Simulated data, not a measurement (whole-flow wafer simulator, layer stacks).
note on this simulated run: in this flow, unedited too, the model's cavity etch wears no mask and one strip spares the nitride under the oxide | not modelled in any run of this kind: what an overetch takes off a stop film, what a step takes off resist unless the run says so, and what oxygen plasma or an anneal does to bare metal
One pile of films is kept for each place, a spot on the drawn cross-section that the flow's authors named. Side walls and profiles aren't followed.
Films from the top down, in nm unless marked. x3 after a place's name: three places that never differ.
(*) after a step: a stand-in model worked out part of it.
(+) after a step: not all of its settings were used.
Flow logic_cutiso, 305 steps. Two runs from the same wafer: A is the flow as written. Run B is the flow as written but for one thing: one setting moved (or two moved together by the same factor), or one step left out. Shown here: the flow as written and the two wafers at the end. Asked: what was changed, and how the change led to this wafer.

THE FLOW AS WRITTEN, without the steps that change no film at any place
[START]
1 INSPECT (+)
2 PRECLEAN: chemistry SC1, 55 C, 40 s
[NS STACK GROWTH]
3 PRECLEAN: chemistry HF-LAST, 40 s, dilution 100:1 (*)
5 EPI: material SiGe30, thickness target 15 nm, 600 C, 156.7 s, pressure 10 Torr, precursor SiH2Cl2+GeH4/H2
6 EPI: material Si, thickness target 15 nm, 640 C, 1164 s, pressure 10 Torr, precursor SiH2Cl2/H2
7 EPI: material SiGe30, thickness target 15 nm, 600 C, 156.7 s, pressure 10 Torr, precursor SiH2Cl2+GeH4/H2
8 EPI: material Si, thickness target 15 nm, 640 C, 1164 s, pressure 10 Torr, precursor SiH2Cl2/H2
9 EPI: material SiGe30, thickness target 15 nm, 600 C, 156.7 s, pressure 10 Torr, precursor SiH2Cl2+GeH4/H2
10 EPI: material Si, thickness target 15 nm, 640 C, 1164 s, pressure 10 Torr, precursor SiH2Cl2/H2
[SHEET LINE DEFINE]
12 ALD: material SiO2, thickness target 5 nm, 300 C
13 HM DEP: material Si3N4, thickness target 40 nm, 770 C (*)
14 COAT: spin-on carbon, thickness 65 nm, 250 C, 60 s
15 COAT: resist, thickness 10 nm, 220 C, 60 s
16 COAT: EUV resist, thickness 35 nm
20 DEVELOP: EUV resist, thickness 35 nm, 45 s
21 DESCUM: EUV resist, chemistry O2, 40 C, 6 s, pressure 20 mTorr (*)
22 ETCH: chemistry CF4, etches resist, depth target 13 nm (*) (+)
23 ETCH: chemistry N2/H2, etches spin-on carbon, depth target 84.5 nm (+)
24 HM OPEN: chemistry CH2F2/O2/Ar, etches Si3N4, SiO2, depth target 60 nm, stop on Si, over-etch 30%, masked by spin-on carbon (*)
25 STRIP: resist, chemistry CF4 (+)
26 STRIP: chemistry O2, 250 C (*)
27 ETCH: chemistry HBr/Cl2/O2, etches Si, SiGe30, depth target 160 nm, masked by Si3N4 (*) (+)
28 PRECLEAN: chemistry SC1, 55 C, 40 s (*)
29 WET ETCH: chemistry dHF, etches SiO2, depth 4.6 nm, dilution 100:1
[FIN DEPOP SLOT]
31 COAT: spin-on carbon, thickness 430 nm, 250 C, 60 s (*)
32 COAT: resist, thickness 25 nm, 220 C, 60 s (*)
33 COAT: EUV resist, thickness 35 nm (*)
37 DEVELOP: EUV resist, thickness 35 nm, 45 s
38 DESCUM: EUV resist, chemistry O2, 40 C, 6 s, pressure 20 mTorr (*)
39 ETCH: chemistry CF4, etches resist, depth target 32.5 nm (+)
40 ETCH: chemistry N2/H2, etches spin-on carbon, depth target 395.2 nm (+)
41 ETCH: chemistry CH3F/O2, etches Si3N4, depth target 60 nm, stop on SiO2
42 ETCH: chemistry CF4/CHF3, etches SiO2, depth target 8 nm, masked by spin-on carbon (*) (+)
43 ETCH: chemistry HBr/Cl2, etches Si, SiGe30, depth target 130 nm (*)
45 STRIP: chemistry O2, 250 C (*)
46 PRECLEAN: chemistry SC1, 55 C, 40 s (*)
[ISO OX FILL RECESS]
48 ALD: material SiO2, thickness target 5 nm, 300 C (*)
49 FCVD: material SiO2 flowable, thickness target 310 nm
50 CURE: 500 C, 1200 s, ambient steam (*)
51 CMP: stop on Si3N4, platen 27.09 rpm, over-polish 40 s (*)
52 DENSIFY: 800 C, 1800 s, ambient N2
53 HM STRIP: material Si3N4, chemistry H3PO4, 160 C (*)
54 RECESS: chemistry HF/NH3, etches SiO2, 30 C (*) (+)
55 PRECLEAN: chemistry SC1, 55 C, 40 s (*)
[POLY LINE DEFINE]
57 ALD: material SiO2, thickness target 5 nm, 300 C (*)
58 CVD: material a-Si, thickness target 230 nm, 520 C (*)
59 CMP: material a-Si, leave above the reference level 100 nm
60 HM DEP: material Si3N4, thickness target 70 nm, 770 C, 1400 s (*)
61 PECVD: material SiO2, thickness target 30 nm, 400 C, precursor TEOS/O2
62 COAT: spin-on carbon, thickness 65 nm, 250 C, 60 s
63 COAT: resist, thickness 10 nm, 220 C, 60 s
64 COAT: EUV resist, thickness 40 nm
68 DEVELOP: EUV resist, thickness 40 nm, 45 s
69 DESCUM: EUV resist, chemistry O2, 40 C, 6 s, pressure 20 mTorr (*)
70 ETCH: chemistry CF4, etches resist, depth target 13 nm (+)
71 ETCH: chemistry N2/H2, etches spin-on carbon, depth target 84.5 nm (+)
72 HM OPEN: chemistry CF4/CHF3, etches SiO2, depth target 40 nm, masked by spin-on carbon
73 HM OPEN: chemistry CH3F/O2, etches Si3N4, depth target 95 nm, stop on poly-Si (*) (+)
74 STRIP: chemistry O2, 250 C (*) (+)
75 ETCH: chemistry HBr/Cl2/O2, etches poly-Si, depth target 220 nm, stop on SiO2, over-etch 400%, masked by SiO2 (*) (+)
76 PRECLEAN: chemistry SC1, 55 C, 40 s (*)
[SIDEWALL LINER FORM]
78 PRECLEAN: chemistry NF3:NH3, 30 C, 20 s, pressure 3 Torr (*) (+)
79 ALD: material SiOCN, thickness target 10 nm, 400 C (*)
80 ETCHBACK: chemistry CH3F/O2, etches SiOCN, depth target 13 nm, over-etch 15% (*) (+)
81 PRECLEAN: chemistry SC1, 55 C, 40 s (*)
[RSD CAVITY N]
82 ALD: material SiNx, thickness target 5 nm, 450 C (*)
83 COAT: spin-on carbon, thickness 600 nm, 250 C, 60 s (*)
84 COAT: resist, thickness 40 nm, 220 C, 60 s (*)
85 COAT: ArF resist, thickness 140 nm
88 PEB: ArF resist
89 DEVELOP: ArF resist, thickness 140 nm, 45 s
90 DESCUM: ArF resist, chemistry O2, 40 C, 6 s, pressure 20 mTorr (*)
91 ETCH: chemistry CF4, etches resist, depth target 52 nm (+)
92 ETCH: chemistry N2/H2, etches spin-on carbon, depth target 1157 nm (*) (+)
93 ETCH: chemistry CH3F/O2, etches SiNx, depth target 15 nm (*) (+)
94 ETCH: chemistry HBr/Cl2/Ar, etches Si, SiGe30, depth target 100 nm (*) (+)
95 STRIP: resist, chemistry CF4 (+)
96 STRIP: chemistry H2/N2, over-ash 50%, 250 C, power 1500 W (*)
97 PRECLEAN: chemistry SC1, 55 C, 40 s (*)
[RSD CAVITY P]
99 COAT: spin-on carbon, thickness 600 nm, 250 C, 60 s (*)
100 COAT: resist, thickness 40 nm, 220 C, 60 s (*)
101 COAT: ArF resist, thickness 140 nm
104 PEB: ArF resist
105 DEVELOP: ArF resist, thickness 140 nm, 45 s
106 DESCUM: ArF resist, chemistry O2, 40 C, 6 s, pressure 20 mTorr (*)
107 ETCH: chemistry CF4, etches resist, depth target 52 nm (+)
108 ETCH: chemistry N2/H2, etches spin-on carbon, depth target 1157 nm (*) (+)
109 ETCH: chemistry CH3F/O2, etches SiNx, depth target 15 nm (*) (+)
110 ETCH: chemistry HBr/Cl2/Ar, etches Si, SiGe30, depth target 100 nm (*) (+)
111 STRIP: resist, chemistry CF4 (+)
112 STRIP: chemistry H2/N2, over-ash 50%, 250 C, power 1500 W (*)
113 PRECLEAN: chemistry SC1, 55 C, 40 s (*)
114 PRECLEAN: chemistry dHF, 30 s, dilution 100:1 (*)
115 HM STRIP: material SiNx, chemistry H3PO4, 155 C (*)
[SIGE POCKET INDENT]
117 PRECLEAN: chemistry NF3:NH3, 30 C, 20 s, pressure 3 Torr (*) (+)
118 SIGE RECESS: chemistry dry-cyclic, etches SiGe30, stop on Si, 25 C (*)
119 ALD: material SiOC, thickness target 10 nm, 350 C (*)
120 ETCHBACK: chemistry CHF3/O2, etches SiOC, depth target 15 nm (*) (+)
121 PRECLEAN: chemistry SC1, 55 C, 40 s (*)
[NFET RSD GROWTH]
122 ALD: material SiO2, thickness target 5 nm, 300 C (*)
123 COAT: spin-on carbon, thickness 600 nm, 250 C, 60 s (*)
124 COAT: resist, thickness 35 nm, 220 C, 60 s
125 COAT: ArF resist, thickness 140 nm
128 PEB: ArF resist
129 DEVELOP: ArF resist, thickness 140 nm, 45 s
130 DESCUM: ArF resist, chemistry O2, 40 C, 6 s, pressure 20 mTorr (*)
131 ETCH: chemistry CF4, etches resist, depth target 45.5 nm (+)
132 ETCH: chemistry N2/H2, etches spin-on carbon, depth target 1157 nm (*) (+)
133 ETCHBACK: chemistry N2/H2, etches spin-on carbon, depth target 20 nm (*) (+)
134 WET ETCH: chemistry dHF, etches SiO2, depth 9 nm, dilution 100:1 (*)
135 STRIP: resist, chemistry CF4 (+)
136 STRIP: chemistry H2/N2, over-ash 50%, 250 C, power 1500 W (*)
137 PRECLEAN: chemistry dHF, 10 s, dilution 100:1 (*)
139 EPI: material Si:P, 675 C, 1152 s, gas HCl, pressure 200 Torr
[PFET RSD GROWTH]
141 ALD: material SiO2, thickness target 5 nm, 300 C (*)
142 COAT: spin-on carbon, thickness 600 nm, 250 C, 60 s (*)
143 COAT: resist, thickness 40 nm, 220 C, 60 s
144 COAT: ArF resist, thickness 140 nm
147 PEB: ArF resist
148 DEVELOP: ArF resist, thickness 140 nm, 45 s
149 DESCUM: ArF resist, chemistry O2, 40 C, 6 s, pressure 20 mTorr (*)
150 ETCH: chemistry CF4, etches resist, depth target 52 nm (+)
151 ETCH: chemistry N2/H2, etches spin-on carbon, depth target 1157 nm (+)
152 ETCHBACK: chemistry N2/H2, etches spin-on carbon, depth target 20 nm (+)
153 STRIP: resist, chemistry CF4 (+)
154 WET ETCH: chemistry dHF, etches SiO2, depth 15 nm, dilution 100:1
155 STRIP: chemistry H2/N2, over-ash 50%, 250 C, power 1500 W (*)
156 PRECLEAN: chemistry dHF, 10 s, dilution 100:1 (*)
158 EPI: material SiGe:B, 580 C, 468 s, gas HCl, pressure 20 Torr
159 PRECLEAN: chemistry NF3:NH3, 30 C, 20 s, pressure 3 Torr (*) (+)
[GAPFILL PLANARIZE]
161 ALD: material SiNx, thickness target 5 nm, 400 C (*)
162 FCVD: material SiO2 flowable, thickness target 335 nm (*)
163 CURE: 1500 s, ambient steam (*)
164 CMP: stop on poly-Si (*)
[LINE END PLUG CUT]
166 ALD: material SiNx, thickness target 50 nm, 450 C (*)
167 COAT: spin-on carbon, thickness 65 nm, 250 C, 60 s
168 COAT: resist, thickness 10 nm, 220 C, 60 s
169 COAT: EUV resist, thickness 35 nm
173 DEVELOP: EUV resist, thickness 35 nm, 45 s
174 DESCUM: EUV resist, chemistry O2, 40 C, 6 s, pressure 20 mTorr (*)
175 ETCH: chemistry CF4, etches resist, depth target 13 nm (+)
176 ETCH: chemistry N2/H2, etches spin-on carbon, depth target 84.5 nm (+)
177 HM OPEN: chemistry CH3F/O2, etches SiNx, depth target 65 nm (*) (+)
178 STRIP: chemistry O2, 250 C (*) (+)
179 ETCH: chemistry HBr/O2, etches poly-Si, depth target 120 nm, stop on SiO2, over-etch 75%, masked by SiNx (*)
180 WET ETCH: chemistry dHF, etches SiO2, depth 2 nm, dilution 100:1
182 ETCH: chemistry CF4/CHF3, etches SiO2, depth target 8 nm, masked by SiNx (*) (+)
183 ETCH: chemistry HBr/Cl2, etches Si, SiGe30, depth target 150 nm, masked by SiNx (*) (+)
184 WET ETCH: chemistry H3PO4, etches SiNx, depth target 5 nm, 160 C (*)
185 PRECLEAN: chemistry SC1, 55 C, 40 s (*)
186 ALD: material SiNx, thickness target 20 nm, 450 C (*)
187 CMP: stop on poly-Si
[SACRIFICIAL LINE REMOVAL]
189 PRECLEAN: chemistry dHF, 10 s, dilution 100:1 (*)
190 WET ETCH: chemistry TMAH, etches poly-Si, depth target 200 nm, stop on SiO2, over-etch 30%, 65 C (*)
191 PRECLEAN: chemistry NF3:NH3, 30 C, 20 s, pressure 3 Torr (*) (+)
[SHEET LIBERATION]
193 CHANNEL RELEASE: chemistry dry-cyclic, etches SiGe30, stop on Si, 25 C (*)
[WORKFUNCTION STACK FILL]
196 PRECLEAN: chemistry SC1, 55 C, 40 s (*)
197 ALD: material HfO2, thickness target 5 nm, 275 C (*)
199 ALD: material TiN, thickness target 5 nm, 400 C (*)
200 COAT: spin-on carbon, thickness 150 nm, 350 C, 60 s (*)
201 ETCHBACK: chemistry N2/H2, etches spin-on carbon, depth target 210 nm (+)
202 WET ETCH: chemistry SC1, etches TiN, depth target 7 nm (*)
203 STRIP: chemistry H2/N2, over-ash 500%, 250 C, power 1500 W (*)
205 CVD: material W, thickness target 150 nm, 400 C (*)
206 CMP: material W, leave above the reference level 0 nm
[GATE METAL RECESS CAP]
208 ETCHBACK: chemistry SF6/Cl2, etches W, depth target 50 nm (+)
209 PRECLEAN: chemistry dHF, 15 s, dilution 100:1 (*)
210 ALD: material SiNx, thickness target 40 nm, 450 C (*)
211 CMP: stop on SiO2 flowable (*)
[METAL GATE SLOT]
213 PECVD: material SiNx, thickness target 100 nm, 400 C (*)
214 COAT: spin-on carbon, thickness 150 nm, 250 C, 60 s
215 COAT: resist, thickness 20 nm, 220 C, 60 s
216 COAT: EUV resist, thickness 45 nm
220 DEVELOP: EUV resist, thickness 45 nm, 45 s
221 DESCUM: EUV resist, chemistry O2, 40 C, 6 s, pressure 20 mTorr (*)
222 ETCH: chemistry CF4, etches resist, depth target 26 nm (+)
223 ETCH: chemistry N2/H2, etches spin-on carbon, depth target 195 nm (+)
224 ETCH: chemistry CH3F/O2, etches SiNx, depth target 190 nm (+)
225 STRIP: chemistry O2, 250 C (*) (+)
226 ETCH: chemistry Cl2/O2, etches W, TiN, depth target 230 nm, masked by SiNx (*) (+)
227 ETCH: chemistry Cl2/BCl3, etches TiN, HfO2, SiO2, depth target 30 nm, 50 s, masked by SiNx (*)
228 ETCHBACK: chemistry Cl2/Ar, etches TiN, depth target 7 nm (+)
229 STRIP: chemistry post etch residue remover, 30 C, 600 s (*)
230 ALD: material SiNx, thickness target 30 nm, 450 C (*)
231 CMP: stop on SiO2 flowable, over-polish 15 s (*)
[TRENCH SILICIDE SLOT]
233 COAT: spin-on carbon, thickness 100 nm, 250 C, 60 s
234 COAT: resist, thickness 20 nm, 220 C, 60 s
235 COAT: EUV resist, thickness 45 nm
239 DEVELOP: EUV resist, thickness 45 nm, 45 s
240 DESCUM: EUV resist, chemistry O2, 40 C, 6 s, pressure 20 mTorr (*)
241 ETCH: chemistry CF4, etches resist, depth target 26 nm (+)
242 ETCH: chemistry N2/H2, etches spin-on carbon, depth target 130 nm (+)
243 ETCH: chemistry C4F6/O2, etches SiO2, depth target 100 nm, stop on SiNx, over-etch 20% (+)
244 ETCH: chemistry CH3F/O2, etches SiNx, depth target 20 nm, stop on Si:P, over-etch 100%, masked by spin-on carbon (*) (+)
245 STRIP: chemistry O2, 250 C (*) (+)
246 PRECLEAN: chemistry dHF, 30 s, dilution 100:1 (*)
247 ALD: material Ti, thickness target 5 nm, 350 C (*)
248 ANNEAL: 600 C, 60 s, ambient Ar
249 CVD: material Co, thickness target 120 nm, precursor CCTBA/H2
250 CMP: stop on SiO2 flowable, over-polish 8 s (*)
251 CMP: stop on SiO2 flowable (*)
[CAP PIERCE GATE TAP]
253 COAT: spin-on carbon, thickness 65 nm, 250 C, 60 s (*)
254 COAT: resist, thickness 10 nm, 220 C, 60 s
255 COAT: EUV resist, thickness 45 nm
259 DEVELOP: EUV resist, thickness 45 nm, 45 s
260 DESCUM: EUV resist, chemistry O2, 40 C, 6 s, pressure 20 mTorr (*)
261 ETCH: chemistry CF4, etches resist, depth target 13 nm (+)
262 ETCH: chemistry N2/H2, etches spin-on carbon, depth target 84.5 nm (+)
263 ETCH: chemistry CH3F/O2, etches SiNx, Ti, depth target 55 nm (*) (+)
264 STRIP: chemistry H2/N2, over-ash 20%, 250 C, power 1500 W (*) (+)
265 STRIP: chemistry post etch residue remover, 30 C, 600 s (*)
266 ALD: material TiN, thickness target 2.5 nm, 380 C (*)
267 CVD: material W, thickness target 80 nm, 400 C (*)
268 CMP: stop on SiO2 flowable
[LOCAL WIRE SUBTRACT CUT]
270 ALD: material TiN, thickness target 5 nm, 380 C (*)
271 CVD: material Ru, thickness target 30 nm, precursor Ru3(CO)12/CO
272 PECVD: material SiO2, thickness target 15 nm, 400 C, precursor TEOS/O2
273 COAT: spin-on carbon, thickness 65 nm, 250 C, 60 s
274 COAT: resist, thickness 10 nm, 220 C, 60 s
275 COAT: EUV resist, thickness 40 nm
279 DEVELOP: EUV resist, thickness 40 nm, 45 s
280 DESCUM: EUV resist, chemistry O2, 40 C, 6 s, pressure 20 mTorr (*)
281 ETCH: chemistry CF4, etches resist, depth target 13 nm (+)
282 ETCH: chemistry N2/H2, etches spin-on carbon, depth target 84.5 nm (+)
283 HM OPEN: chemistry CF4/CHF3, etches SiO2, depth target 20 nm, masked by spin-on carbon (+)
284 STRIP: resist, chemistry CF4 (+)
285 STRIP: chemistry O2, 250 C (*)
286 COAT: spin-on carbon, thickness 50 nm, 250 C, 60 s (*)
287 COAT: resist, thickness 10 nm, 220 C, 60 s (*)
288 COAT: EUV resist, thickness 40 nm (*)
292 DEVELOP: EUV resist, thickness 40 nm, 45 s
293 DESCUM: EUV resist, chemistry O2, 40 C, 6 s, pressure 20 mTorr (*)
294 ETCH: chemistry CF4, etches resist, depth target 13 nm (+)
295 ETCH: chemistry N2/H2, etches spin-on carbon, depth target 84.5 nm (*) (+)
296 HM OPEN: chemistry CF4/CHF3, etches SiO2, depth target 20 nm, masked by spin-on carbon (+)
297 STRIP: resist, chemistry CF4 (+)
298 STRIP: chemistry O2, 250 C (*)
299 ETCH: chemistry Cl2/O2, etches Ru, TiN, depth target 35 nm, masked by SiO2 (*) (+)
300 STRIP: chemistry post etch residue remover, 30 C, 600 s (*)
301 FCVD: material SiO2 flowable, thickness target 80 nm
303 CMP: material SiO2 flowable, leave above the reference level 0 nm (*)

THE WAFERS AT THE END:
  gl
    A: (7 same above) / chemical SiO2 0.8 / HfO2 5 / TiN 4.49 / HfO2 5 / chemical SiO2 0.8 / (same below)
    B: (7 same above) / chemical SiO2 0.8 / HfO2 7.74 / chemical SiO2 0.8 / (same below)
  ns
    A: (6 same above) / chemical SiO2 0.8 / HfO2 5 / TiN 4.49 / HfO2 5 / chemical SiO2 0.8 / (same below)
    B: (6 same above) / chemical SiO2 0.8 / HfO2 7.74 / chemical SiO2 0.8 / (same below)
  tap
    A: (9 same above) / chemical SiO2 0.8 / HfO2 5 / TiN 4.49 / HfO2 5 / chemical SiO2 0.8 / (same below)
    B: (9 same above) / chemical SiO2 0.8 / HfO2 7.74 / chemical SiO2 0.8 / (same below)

The cause: step 9, EPI: 86.2 s was run, where the flow has 156.7 s.

How the change led to this, step by step:
  9 EPI: material SiGe30, thickness target 15 nm, 600 C, 156.7 s, pressure 10 Torr, precursor SiH2Cl2+GeH4/H2
      depop, dpovl, gfld and 19 more: A SiGe30 +15 (new film) | B SiGe30 +8.25 (new film)
  27 ETCH: chemistry HBr/Cl2/O2, etches Si, SiGe30, depth target 160 nm, masked by Si3N4 (*) (+)
      gfld, gxf, iso, lnri: A chemical SiO2 -0.79 (all of it), Si -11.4 (all of it), SiGe30 -15 (all of it), Si -15 (all of it), SiGe30 -15 (all of it), Si -15 (all of it), SiGe30 -15 (all of it), Si -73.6 | B chemical SiO2 -0.79 (all of it), Si -11.4 (all of it), SiGe30 -8.25 (all of it), Si -15 (all of it), SiGe30 -15 (all of it), Si -15 (all of it), SiGe30 -15 (all of it), Si -80.4
      dpovl, nsgap: A chemical SiO2 -0.79 (all of it), Si -11.8 (all of it), SiGe30 -15 (all of it), Si -15 (all of it), SiGe30 -15 (all of it), Si -15 (all of it), SiGe30 -15 (all of it), Si -73.2 | B chemical SiO2 -0.79 (all of it), Si -11.8 (all of it), SiGe30 -8.25 (all of it), Si -15 (all of it), SiGe30 -15 (all of it), Si -15 (all of it), SiGe30 -15 (all of it), Si -80
      (and at 1 more place)
  43 ETCH: chemistry HBr/Cl2, etches Si, SiGe30, depth target 130 nm (*)
      depop: A Si -14 (all of it), SiGe30 -15 (all of it), Si -15 (all of it), SiGe30 -15 (all of it), Si -15 (all of it), SiGe30 -15 (all of it), Si -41 | B Si -14 (all of it), SiGe30 -8.25 (all of it), Si -15 (all of it), SiGe30 -15 (all of it), Si -15 (all of it), SiGe30 -15 (all of it), Si -47.7
  94 ETCH: chemistry HBr/Cl2/Ar, etches Si, SiGe30, depth target 100 nm (*) (+)
      rsdn, rsdx: A chemical SiO2 -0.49 (all of it), Si -12.8 (all of it), SiGe30 -15 (all of it), Si -15 (all of it), SiGe30 -15 (all of it), Si -15 (all of it), SiGe30 -15 (all of it), Si -12.2 | B chemical SiO2 -0.49 (all of it), Si -12.8 (all of it), SiGe30 -8.25 (all of it), Si -15 (all of it), SiGe30 -15 (all of it), Si -15 (all of it), SiGe30 -15 (all of it), Si -18.9
  110 ETCH: chemistry HBr/Cl2/Ar, etches Si, SiGe30, depth target 100 nm (*) (+)
      rsdp, rsdw: A chemical SiO2 -0.49 (all of it), Si -12.8 (all of it), SiGe30 -15 (all of it), Si -15 (all of it), SiGe30 -15 (all of it), Si -15 (all of it), SiGe30 -15 (all of it), Si -12.2 | B chemical SiO2 -0.49 (all of it), Si -12.8 (all of it), SiGe30 -8.25 (all of it), Si -15 (all of it), SiGe30 -15 (all of it), Si -15 (all of it), SiGe30 -15 (all of it), Si -18.9
  118 SIGE RECESS: chemistry dry-cyclic, etches SiGe30, stop on Si, 25 C (*)
      lnr, lnrp, lnrt: A SiOCN -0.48, Si -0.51, cavity +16 (new film), SiGe30 -15 (all of it), Si -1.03, cavity +16 (new film), SiGe30 -15 (all of it), Si -1.03, cavity +16 (new film), SiGe30 -15 (all of it), Si -0.51 | B SiOCN -0.48, Si -0.51, cavity +9.28 (new film), SiGe30 -8.25 (all of it), Si -1.03, cavity +16 (new film), SiGe30 -15 (all of it), Si -1.03, cavity +16 (new film), SiGe30 -15 (all of it), Si -0.51
  119 ALD: material SiOC, thickness target 10 nm, 350 C (*)
      lnr, lnrp, lnrt: A SiOC +10 (new film), SiOC +16 (new film), cavity -16 (all of it), SiOC +16 (new film), cavity -16 (all of it), SiOC +16 (new film), cavity -16 (all of it) | B SiOC +10 (new film), SiOC +9.28 (new film), cavity -9.28 (all of it), SiOC +16 (new film), cavity -16 (all of it), SiOC +16 (new film), cavity -16 (all of it)
  183 ETCH: chemistry HBr/Cl2, etches Si, SiGe30, depth target 150 nm, masked by SiNx (*) (+)
      plug: A Si -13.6 (all of it), SiGe30 -15 (all of it), Si -15 (all of it), SiGe30 -15 (all of it), Si -15 (all of it), SiGe30 -15 (all of it), Si -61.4 | B Si -13.6 (all of it), SiGe30 -8.25 (all of it), Si -15 (all of it), SiGe30 -15 (all of it), Si -15 (all of it), SiGe30 -15 (all of it), Si -68.2
  193 CHANNEL RELEASE: chemistry dry-cyclic, etches SiGe30, stop on Si, 25 C (*)
      gl, glp, gxn, gxp, ns, tap: A chemical SiO2 +0.8 (new film), Si -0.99, chemical SiO2 +0.8 (new film), cavity +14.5 (new film), chemical SiO2 +0.8 (new film), SiGe30 -15 (all of it), Si -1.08, chemical SiO2 +0.8 (new film), cavity +14.5 (new film), chemical SiO2 +0.8 (new film), SiGe30 -15 (all of it), Si -1.08, chemical SiO2 +0.8 (new film), cavity +14.5 (new film), chemical SiO2 +0.8 (new film), SiGe30 -15 (all of it), Si -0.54 | B chemical SiO2 +0.8 (new film), Si -0.99, chemical SiO2 +0.8 (new film), cavity +7.74 (new film), chemical SiO2 +0.8 (new film), SiGe30 -8.25 (all of it), Si -1.08, chemical SiO2 +0.8 (new film), cavity +14.5 (new film), chemical SiO2 +0.8 (new film), SiGe30 -15 (all of it), Si -1.08, chemical SiO2 +0.8 (new film), cavity +14.5 (new film), chemical SiO2 +0.8 (new film), SiGe30 -15 (all of it), Si -0.54
  197 ALD: material HfO2, thickness target 5 nm, 275 C (*)
      gl, glp, gxn, gxp, ns, tap: A HfO2 +5 (new film), HfO2 +5 (new film), cavity -10, HfO2 +5 (new film), HfO2 +5 (new film), cavity -10, HfO2 +5 (new film), HfO2 +5 (new film), cavity -10, HfO2 +5 (new film) | B HfO2 +5 (new film), HfO2 +7.74 (new film), cavity -7.74 (all of it), HfO2 +5 (new film), cavity -10, HfO2 +5 (new film), HfO2 +5 (new film), cavity -10, HfO2 +5 (new film)
  199 ALD: material TiN, thickness target 5 nm, 400 C (*)
      gl, glp, tap: A TiN +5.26 (new film), TiN +4.49 (new film), cavity -4.49 (all of it), TiN +4.49 (new film), cavity -4.49 (all of it), TiN +4.49 (new film), cavity -4.49 (all of it) | B TiN +5.26 (new film), TiN +4.49 (new film), cavity -4.49 (all of it), TiN +4.49 (new film), cavity -4.49 (all of it)
      gxn, gxp, ns: A TiN +5 (new film), TiN +4.49 (new film), cavity -4.49 (all of it), TiN +4.49 (new film), cavity -4.49 (all of it), TiN +4.49 (new film), cavity -4.49 (all of it) | B TiN +5 (new film), TiN +4.49 (new film), cavity -4.49 (all of it), TiN +4.49 (new film), cavity -4.49 (all of it)
Counting metal films that touch as one body, gl has 3 bodies (between them, from the top down: HfO2 5 / chemical SiO2 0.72 / Si 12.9 / chemical SiO2 0.8 / HfO2 7.74 / chemical SiO2 0.8 / Si 13.9 / chemical SiO2 0.8 / HfO2 5; HfO2 5 / chemical SiO2 0.8 / Si 13.9 / chemical SiO2 0.8 / HfO2 5); the flow as written gives 4 bodies (between them, from the top down: HfO2 5 / chemical SiO2 0.72 / Si 12.9 / chemical SiO2 0.8 / HfO2 5; HfO2 5 / chemical SiO2 0.8 / Si 13.9 / chemical SiO2 0.8 / HfO2 5; HfO2 5 / chemical SiO2 0.8 / Si 13.9 / chemical SiO2 0.8 / HfO2 5).
Counting metal films that touch as one body, ns has 3 bodies (between them, from the top down: HfO2 5 / chemical SiO2 0.72 / Si 12.9 / chemical SiO2 0.8 / HfO2 7.74 / chemical SiO2 0.8 / Si 13.9 / chemical SiO2 0.8 / HfO2 5; HfO2 5 / chemical SiO2 0.8 / Si 13.9 / chemical SiO2 0.8 / HfO2 5); the flow as written gives 4 bodies (between them, from the top down: HfO2 5 / chemical SiO2 0.72 / Si 12.9 / chemical SiO2 0.8 / HfO2 5; HfO2 5 / chemical SiO2 0.8 / Si 13.9 / chemical SiO2 0.8 / HfO2 5; HfO2 5 / chemical SiO2 0.8 / Si 13.9 / chemical SiO2 0.8 / HfO2 5).
Counting metal films that touch as one body, tap has 3 bodies (between them, from the top down: HfO2 5 / chemical SiO2 0.72 / Si 12.9 / chemical SiO2 0.8 / HfO2 7.74 / chemical SiO2 0.8 / Si 13.9 / chemical SiO2 0.8 / HfO2 5; HfO2 5 / chemical SiO2 0.8 / Si 13.9 / chemical SiO2 0.8 / HfO2 5); the flow as written gives 4 bodies (between them, from the top down: HfO2 5 / chemical SiO2 0.72 / Si 12.9 / chemical SiO2 0.8 / HfO2 5; HfO2 5 / chemical SiO2 0.8 / Si 13.9 / chemical SiO2 0.8 / HfO2 5; HfO2 5 / chemical SiO2 0.8 / Si 13.9 / chemical SiO2 0.8 / HfO2 5).
